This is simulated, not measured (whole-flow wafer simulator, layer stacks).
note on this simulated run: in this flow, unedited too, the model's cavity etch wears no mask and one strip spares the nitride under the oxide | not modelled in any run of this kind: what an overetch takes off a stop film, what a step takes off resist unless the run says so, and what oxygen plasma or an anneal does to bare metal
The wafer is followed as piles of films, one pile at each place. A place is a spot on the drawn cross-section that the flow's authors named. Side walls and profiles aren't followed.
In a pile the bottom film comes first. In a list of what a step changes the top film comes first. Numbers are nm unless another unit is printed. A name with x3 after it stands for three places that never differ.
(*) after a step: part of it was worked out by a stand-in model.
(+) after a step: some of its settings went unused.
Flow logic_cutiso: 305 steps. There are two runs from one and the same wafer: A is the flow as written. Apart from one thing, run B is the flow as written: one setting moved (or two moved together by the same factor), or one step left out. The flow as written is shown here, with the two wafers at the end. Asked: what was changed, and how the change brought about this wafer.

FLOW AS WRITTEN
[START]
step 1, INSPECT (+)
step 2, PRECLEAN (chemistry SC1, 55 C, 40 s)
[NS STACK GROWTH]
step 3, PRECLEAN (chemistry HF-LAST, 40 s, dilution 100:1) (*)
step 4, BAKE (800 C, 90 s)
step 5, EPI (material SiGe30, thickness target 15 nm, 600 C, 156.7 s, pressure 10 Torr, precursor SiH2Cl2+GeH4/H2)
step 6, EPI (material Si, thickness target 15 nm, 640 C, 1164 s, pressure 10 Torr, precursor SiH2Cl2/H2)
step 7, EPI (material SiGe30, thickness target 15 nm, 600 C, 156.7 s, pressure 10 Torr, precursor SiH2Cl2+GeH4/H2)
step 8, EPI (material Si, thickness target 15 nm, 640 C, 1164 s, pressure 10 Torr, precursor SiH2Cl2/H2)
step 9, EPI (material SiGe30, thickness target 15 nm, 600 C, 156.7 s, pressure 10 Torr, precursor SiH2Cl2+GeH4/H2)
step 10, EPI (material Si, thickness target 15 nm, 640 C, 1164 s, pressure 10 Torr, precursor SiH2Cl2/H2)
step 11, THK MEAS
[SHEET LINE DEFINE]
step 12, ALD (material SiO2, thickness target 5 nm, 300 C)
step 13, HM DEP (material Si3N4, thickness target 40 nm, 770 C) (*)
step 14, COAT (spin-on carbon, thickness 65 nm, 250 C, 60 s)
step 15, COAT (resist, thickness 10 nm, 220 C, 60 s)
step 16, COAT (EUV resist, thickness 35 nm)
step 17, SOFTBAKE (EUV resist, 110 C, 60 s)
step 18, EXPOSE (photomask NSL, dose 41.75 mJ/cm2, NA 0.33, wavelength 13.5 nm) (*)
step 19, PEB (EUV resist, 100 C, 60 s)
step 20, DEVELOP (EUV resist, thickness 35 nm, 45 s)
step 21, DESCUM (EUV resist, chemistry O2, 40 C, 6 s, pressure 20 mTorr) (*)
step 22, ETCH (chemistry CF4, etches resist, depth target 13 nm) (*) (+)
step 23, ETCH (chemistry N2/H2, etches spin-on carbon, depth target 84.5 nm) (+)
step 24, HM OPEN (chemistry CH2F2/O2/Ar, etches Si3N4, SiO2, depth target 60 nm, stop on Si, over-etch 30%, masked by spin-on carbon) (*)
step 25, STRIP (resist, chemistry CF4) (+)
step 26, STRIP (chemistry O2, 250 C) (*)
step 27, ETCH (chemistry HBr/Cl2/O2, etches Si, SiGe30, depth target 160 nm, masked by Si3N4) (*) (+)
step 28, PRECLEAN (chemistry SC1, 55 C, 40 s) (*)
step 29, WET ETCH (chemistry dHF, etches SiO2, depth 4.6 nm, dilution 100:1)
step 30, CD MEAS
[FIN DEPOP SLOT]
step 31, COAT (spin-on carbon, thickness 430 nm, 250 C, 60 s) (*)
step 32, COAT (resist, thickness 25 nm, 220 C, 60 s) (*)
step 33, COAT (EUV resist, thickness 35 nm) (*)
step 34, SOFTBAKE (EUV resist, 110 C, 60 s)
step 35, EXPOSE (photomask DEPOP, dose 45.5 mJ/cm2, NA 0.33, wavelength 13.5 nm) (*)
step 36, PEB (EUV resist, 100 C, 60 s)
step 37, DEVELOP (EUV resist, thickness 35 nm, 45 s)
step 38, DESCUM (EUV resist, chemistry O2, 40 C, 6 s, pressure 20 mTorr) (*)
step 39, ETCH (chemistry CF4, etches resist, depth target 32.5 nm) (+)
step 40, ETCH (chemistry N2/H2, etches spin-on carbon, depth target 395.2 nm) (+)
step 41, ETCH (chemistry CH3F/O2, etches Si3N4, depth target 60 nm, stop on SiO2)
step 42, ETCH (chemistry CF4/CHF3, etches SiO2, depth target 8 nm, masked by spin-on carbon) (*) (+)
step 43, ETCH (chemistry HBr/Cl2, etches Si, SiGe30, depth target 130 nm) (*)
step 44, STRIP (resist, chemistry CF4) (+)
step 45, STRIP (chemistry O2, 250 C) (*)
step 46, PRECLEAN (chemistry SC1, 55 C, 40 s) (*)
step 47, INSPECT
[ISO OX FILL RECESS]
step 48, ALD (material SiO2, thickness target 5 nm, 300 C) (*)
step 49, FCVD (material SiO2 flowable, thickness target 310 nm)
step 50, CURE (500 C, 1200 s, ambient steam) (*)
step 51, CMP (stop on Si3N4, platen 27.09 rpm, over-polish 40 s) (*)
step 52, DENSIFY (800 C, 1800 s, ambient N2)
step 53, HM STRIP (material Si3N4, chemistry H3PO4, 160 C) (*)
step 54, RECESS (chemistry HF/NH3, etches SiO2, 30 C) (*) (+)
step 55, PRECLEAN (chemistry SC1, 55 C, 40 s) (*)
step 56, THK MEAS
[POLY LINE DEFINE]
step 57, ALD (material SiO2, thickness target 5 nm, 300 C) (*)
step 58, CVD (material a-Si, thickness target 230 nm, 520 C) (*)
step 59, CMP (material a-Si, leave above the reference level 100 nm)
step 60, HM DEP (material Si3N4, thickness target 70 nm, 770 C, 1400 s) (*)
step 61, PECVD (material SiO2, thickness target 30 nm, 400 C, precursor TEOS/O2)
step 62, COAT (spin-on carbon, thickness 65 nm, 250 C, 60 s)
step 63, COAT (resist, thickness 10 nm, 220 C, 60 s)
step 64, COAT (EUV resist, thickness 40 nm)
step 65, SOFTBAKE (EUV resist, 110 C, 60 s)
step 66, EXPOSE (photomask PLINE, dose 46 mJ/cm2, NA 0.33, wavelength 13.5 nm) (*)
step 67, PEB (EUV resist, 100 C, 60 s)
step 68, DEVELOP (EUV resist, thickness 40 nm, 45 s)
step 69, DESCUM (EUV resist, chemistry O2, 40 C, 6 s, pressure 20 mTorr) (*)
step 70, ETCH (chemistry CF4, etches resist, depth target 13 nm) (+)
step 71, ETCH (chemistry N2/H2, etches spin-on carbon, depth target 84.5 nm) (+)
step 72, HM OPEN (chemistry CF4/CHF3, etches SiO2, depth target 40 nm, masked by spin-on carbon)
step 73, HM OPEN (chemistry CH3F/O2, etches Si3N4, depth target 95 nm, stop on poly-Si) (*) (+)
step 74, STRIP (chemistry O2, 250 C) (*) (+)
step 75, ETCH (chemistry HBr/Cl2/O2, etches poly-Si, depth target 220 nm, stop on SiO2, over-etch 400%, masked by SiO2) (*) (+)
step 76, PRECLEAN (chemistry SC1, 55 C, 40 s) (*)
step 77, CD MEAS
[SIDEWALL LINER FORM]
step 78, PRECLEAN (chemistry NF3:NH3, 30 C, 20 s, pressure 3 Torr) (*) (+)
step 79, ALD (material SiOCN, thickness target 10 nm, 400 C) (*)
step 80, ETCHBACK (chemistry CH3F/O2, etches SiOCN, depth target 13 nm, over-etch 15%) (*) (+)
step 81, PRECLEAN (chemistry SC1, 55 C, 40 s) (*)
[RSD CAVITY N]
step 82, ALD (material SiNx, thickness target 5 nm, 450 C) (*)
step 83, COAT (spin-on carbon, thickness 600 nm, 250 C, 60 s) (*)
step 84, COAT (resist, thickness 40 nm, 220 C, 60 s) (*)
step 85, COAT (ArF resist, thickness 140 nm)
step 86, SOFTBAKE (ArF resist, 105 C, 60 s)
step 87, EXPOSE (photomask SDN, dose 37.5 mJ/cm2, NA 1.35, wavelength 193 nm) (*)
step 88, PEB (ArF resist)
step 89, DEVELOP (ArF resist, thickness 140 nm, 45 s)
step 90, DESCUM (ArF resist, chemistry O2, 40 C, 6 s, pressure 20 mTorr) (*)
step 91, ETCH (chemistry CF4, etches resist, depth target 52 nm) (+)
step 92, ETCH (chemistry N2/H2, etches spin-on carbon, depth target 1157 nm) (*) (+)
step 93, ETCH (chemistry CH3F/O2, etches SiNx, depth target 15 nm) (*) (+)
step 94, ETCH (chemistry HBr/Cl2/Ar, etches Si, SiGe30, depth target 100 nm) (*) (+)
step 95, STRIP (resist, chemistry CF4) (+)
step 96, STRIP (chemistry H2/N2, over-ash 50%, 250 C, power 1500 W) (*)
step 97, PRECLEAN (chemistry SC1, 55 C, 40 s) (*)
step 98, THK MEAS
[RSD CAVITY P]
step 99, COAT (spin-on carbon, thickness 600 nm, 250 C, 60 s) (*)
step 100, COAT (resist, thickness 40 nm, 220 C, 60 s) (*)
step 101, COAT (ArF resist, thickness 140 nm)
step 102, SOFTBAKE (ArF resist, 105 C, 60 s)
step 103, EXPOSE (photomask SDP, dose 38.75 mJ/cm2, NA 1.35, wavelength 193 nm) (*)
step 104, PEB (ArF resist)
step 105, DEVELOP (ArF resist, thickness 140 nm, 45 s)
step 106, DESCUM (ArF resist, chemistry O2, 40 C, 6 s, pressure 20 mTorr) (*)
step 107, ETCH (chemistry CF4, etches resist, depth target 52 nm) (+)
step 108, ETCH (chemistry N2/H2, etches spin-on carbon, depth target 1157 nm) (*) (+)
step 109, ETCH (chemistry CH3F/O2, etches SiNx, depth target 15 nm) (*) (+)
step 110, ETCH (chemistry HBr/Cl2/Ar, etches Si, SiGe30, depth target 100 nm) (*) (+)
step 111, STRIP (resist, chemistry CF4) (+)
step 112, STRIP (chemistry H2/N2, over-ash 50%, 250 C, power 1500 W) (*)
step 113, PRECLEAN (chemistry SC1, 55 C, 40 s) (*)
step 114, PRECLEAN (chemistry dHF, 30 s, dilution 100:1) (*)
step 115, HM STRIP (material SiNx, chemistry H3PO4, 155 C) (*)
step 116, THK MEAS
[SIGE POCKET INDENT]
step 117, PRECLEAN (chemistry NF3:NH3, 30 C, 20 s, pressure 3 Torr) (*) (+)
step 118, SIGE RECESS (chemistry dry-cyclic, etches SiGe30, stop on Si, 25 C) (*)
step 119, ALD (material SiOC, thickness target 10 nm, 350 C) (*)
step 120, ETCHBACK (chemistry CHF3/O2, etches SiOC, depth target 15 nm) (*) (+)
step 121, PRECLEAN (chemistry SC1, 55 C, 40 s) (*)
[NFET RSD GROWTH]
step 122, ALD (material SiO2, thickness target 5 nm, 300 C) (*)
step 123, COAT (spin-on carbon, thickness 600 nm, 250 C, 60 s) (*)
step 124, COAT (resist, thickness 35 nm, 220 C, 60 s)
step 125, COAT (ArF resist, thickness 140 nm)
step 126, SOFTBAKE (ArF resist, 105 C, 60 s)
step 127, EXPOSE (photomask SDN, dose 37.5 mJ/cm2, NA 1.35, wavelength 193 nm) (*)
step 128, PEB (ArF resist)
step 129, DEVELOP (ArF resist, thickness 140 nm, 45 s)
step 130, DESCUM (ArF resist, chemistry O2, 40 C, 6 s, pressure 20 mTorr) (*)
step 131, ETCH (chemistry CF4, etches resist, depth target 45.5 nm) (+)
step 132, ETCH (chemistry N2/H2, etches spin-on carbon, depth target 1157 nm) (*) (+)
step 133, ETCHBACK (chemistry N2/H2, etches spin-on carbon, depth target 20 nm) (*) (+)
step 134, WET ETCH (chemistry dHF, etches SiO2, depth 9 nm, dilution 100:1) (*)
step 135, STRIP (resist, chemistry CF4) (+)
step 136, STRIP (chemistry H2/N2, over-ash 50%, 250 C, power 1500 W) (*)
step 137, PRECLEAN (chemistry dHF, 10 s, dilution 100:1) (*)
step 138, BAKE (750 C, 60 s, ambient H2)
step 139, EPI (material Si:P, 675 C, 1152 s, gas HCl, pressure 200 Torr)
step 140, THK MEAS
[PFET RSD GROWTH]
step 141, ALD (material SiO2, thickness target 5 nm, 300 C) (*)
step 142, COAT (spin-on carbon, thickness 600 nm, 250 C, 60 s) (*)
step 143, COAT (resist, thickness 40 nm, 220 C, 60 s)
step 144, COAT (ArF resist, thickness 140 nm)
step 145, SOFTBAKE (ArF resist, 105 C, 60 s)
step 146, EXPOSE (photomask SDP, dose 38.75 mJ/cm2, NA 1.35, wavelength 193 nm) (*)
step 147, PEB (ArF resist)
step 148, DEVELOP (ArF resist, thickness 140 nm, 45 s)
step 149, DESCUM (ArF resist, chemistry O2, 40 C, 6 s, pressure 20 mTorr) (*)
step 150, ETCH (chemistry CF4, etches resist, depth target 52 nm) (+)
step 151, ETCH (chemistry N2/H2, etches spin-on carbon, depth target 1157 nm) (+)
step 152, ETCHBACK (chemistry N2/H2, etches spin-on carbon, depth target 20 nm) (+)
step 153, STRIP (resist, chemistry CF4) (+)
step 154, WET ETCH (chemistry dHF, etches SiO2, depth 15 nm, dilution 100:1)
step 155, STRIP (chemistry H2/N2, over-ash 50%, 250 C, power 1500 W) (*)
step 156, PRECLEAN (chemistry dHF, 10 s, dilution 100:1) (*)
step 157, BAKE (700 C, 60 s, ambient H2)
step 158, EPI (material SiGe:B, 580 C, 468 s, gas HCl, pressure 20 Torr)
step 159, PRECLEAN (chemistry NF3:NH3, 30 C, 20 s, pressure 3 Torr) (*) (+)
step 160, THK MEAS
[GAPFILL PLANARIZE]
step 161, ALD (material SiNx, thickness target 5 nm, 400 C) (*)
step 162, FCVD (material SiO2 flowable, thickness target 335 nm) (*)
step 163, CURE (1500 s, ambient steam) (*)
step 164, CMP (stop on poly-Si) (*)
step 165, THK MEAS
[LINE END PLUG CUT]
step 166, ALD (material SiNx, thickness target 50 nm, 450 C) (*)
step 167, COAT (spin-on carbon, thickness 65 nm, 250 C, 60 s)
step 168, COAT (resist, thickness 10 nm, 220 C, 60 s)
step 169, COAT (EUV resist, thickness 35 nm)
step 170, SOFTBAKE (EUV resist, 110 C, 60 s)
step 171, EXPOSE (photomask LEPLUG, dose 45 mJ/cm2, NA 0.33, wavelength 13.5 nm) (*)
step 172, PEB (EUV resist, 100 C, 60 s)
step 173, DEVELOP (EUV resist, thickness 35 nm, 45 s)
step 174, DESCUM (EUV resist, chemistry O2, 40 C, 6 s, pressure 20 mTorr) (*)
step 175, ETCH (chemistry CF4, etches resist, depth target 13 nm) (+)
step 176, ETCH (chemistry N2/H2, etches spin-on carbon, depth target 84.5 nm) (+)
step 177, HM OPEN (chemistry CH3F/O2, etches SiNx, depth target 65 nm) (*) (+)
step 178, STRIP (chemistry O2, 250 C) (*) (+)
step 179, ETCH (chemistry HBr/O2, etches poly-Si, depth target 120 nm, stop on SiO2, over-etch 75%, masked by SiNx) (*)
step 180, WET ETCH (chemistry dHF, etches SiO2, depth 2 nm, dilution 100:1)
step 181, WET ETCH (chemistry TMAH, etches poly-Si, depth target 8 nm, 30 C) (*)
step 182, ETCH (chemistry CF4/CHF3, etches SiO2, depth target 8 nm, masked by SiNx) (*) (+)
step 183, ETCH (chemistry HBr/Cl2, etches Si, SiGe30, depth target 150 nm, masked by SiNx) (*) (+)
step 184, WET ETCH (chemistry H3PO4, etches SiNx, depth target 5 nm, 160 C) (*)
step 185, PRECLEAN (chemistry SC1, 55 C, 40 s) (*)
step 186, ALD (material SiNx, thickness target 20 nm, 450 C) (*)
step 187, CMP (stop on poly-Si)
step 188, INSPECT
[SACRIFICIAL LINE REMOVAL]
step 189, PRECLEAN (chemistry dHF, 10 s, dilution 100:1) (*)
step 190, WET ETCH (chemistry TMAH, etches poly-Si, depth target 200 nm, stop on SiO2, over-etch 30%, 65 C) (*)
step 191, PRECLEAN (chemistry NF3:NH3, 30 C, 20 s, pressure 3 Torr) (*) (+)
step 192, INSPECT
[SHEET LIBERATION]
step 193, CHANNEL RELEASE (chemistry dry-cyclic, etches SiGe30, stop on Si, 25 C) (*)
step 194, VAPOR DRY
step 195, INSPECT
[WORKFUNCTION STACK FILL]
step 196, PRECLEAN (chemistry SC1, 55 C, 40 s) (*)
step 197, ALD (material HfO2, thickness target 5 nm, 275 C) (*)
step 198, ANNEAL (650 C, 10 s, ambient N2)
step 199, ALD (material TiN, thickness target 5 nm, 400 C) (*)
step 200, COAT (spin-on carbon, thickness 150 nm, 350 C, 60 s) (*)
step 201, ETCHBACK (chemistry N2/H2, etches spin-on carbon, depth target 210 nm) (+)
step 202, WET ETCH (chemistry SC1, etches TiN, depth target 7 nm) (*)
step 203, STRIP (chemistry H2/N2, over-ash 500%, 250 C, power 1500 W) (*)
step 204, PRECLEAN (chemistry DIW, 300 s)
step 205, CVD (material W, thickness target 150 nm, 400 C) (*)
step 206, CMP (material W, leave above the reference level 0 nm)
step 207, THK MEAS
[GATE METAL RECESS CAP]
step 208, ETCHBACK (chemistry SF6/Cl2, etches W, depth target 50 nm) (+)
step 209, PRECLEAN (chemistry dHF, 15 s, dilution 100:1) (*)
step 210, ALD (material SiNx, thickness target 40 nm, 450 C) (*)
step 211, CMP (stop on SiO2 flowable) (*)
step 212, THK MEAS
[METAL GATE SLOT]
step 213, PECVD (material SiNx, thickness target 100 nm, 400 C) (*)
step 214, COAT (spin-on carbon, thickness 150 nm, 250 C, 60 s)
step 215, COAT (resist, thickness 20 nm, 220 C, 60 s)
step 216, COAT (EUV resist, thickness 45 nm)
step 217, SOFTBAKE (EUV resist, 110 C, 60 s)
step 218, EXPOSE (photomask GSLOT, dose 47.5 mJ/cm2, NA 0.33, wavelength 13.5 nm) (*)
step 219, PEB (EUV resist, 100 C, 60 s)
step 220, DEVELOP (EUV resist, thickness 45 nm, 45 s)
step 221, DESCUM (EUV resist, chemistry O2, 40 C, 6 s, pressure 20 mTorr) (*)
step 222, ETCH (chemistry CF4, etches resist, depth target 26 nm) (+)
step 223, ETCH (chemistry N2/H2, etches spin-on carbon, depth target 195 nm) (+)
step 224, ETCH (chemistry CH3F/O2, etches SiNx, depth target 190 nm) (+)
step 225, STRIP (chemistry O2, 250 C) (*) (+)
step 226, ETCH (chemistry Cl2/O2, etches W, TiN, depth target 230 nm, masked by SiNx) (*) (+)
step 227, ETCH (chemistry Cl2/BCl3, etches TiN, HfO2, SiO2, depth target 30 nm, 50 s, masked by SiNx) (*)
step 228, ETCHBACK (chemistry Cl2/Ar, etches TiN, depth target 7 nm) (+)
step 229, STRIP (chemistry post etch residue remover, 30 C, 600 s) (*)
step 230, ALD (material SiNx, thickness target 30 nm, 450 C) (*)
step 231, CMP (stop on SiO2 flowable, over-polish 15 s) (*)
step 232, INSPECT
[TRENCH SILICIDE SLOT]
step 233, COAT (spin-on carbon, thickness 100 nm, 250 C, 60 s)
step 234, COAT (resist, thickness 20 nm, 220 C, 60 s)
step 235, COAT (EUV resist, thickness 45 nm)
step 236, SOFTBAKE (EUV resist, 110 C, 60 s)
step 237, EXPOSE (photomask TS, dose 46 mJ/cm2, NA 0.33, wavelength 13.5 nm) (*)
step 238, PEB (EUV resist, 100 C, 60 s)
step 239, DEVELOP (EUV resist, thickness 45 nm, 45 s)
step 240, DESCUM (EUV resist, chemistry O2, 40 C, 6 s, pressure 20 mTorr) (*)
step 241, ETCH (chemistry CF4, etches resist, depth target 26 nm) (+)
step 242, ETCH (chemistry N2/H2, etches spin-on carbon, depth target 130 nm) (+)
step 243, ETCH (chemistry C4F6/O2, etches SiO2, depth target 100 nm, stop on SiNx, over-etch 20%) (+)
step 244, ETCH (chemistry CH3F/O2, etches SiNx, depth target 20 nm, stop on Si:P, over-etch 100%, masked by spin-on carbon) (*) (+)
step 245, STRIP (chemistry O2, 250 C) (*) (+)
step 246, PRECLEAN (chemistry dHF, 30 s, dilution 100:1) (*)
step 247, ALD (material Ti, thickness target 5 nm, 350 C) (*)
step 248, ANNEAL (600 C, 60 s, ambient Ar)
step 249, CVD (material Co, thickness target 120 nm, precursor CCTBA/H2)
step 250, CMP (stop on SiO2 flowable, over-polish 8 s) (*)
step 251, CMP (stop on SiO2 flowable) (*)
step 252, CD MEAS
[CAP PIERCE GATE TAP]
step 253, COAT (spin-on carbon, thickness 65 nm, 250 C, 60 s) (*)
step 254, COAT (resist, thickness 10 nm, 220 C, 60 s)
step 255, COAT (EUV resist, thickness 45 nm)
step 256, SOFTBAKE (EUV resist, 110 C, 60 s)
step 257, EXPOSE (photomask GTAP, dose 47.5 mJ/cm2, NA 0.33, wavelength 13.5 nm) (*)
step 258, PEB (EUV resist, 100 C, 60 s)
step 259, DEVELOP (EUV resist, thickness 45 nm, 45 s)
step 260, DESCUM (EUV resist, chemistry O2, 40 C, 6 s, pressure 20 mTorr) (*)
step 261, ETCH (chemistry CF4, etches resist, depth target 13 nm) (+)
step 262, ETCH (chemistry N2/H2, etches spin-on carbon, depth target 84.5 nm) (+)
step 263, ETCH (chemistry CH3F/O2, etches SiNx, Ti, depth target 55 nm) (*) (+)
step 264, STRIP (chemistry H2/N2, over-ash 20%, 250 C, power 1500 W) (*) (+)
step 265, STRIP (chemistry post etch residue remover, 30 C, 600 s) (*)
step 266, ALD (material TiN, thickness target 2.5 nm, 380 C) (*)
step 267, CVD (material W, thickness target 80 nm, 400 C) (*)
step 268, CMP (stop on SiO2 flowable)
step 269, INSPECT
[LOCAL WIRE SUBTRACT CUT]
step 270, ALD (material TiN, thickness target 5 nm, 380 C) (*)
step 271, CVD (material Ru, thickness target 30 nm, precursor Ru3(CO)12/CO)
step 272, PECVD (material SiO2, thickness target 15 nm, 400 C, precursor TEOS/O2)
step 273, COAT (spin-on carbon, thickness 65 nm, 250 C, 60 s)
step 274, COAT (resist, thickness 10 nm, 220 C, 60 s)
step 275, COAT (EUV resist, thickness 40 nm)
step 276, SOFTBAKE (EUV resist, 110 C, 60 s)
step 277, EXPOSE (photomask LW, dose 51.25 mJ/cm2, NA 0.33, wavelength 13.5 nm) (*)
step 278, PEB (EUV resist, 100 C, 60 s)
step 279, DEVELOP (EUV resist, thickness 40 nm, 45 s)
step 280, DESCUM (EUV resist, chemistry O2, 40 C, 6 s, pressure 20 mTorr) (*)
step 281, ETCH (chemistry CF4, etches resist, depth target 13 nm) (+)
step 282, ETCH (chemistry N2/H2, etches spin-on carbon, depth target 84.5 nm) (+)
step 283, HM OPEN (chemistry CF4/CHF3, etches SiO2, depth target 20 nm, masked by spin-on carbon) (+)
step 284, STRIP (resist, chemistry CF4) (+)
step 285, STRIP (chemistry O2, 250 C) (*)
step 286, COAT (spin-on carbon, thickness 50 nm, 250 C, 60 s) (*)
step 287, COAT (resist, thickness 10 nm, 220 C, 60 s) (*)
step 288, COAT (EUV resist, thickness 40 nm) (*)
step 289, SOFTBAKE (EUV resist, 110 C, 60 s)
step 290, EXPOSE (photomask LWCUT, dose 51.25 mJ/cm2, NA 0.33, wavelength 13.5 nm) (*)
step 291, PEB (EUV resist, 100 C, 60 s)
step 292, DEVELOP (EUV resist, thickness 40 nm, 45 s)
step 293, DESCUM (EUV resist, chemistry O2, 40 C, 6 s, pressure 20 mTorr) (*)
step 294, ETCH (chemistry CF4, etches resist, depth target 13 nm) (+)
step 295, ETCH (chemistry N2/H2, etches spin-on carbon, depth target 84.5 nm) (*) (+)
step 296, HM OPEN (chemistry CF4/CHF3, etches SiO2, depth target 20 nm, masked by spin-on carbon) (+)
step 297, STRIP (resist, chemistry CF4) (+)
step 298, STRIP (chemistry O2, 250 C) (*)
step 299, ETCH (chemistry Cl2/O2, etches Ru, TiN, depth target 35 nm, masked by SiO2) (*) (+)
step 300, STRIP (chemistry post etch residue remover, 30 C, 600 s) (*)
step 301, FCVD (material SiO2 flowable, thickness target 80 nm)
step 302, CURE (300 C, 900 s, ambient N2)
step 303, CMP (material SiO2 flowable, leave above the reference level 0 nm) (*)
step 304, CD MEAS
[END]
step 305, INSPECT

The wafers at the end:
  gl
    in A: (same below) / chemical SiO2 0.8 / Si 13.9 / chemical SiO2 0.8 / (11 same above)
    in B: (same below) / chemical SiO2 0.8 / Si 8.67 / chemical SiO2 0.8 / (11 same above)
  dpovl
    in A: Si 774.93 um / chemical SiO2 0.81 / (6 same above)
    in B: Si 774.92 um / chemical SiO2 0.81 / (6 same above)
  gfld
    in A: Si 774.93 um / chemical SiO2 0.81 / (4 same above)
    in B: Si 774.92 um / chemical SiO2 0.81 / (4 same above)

Cause: step 8, EPI: thickness target 9.8 nm was run, though the flow has thickness target 15 nm; step 8, EPI: 756.9 s was run, where the flow has 1164 s.

How this came from the change, step by step:
  step 8, EPI (material Si, thickness target 15 nm, 640 C, 1164 s, pressure 10 Torr, precursor SiH2Cl2/H2)
      depop, dpovl, gfld and 19 more: A Si gains 15 (new film) | B Si gains 9.75 (new film)
  step 27, ETCH (chemistry HBr/Cl2/O2, etches Si, SiGe30, depth target 160 nm, masked by Si3N4) (*) (+)
      gfld, gxf, iso, lnri: A chemical SiO2 loses 0.79 (all of it), Si loses 11.4 (all of it), SiGe30 loses 15 (all of it), Si loses 15 (all of it), SiGe30 loses 15 (all of it), Si loses 15 (all of it), SiGe30 loses 15 (all of it), Si loses 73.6 | B chemical SiO2 loses 0.79 (all of it), Si loses 11.4 (all of it), SiGe30 loses 15 (all of it), Si loses 9.75 (all of it), SiGe30 loses 15 (all of it), Si loses 15 (all of it), SiGe30 loses 15 (all of it), Si loses 78.9
      dpovl, nsgap: A chemical SiO2 loses 0.79 (all of it), Si loses 11.8 (all of it), SiGe30 loses 15 (all of it), Si loses 15 (all of it), SiGe30 loses 15 (all of it), Si loses 15 (all of it), SiGe30 loses 15 (all of it), Si loses 73.2 | B chemical SiO2 loses 0.79 (all of it), Si loses 11.8 (all of it), SiGe30 loses 15 (all of it), Si loses 9.75 (all of it), SiGe30 loses 15 (all of it), Si loses 15 (all of it), SiGe30 loses 15 (all of it), Si loses 78.5
      (and at 1 other place as well)
  step 43, ETCH (chemistry HBr/Cl2, etches Si, SiGe30, depth target 130 nm) (*)
      depop: A Si loses 14 (all of it), SiGe30 loses 15 (all of it), Si loses 15 (all of it), SiGe30 loses 15 (all of it), Si loses 15 (all of it), SiGe30 loses 15 (all of it), Si loses 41 | B Si loses 14 (all of it), SiGe30 loses 15 (all of it), Si loses 9.75 (all of it), SiGe30 loses 15 (all of it), Si loses 15 (all of it), SiGe30 loses 15 (all of it), Si loses 46.2
  step 94, ETCH (chemistry HBr/Cl2/Ar, etches Si, SiGe30, depth target 100 nm) (*) (+)
      rsdn, rsdx: A chemical SiO2 loses 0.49 (all of it), Si loses 12.8 (all of it), SiGe30 loses 15 (all of it), Si loses 15 (all of it), SiGe30 loses 15 (all of it), Si loses 15 (all of it), SiGe30 loses 15 (all of it), Si loses 12.2 | B chemical SiO2 loses 0.49 (all of it), Si loses 12.8 (all of it), SiGe30 loses 15 (all of it), Si loses 9.75 (all of it), SiGe30 loses 15 (all of it), Si loses 15 (all of it), SiGe30 loses 15 (all of it), Si loses 17.4
  step 110, ETCH (chemistry HBr/Cl2/Ar, etches Si, SiGe30, depth target 100 nm) (*) (+)
      rsdp, rsdw: A chemical SiO2 loses 0.49 (all of it), Si loses 12.8 (all of it), SiGe30 loses 15 (all of it), Si loses 15 (all of it), SiGe30 loses 15 (all of it), Si loses 15 (all of it), SiGe30 loses 15 (all of it), Si loses 12.2 | B chemical SiO2 loses 0.49 (all of it), Si loses 12.8 (all of it), SiGe30 loses 15 (all of it), Si loses 9.75 (all of it), SiGe30 loses 15 (all of it), Si loses 15 (all of it), SiGe30 loses 15 (all of it), Si loses 17.4
  step 183, ETCH (chemistry HBr/Cl2, etches Si, SiGe30, depth target 150 nm, masked by SiNx) (*) (+)
      plug: A Si loses 13.6 (all of it), SiGe30 loses 15 (all of it), Si loses 15 (all of it), SiGe30 loses 15 (all of it), Si loses 15 (all of it), SiGe30 loses 15 (all of it), Si loses 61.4 | B Si loses 13.6 (all of it), SiGe30 loses 15 (all of it), Si loses 9.75 (all of it), SiGe30 loses 15 (all of it), Si loses 15 (all of it), SiGe30 loses 15 (all of it), Si loses 66.7
